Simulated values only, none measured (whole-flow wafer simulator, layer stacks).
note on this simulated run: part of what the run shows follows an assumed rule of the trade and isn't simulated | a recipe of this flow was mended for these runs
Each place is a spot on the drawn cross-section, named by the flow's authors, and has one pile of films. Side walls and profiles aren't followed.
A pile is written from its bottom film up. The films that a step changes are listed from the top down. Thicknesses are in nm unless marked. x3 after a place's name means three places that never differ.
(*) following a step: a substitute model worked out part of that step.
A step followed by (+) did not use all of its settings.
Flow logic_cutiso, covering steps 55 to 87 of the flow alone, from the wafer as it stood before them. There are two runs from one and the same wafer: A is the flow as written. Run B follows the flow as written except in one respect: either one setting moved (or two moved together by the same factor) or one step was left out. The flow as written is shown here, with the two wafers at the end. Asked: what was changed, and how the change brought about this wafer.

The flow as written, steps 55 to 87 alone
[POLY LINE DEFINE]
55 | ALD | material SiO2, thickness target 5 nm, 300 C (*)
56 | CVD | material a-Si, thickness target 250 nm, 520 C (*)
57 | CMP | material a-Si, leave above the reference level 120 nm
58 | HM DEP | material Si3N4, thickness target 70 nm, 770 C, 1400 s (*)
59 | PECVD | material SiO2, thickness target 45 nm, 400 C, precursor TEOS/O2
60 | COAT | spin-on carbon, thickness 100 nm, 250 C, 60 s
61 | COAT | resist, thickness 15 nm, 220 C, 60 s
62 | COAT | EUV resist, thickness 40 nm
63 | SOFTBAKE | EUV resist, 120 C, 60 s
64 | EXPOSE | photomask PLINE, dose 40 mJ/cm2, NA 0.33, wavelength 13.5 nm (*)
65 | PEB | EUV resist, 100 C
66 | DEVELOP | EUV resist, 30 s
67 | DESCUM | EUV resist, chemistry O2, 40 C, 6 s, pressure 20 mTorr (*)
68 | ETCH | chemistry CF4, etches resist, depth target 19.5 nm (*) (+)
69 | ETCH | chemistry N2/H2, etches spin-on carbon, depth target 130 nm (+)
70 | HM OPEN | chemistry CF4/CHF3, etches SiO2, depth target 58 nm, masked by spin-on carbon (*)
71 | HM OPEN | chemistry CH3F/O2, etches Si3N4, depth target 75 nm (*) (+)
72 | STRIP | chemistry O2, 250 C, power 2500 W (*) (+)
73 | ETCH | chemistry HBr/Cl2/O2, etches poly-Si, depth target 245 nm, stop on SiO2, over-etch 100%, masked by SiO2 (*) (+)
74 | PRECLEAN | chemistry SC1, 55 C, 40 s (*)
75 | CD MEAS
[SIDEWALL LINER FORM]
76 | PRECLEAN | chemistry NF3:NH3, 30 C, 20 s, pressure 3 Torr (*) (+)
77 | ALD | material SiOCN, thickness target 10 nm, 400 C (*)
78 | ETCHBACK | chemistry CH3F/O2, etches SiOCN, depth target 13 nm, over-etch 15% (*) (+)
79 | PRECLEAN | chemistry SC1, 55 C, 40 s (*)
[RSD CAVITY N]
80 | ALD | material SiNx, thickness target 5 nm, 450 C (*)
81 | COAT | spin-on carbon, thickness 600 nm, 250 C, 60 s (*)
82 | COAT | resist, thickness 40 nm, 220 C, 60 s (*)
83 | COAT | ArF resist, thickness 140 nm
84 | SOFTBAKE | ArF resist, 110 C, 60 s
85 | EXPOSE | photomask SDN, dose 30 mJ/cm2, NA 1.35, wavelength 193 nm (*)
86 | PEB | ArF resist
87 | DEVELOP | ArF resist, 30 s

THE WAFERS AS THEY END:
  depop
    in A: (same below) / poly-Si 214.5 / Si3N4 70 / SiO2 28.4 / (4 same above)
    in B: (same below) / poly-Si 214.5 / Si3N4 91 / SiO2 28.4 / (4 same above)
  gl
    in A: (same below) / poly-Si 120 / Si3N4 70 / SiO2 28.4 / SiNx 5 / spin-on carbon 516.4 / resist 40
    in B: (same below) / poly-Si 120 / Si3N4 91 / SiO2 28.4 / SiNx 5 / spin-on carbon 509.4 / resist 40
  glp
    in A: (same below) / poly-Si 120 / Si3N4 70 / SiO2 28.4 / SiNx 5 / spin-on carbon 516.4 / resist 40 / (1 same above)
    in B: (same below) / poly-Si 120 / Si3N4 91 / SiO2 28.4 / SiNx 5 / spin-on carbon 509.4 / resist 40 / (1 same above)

What caused this: step 58, HM DEP: thickness target 91 nm was run, while the flow as written has thickness target 70 nm; step 58, HM DEP: 1820 s was run, where the flow has 1400 s.
The wafer itself shows it: depop has Si3N4 91, and step 58 as written asks for 70 nm.

How this came from the change, step by step:
  58 | HM DEP | material Si3N4, thickness target 70 nm, 770 C, 1400 s (*)
      gl, glp, gxn and 11 more: A Si3N4 gains 70 (new film), poly-Si gains 120 (new film), a-Si loses 120 (all of it) | B Si3N4 gains 91 (new film), poly-Si gains 120 (new film), a-Si loses 120 (all of it)
      depop, dpovl x3, gfld, gxf, iso, lnri: A Si3N4 gains 70 (new film), poly-Si gains 214.5 (new film), a-Si loses 214.5 (all of it) | B Si3N4 gains 91 (new film), poly-Si gains 214.5 (new film), a-Si loses 214.5 (all of it)
  71 | HM OPEN | chemistry CH3F/O2, etches Si3N4, depth target 75 nm (*) (+)
      iso, lnr, lnri and 6 more: A Si3N4 loses 55.2 (all of it), poly-Si loses 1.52 | B Si3N4 loses 75
  72 | STRIP | chemistry O2, 250 C, power 2500 W (*) (+)
      iso, lnr, lnri and 6 more: A chemical SiO2 gains 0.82 (new film), poly-Si loses 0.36 | B nothing
  73 | ETCH | chemistry HBr/Cl2/O2, etches poly-Si, depth target 245 nm, stop on SiO2, over-etch 100%, masked by SiO2 (*) (+)
      lnr, lnrp, lnrt, rsdn, rsdp, rsdw, rsdx: A chemical SiO2 loses 0.82 (all of it), poly-Si loses 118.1 (all of it), SiO2 loses 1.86 | B Si3N4 loses 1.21 (all of it), poly-Si loses 120 (all of it), SiO2 loses 1.78
      iso, lnri: A chemical SiO2 loses 0.82 (all of it), poly-Si loses 212.6 (all of it), SiO2 loses 1.39 | B Si3N4 loses 1.21 (all of it), poly-Si loses 214.5 (all of it), SiO2 loses 1.31
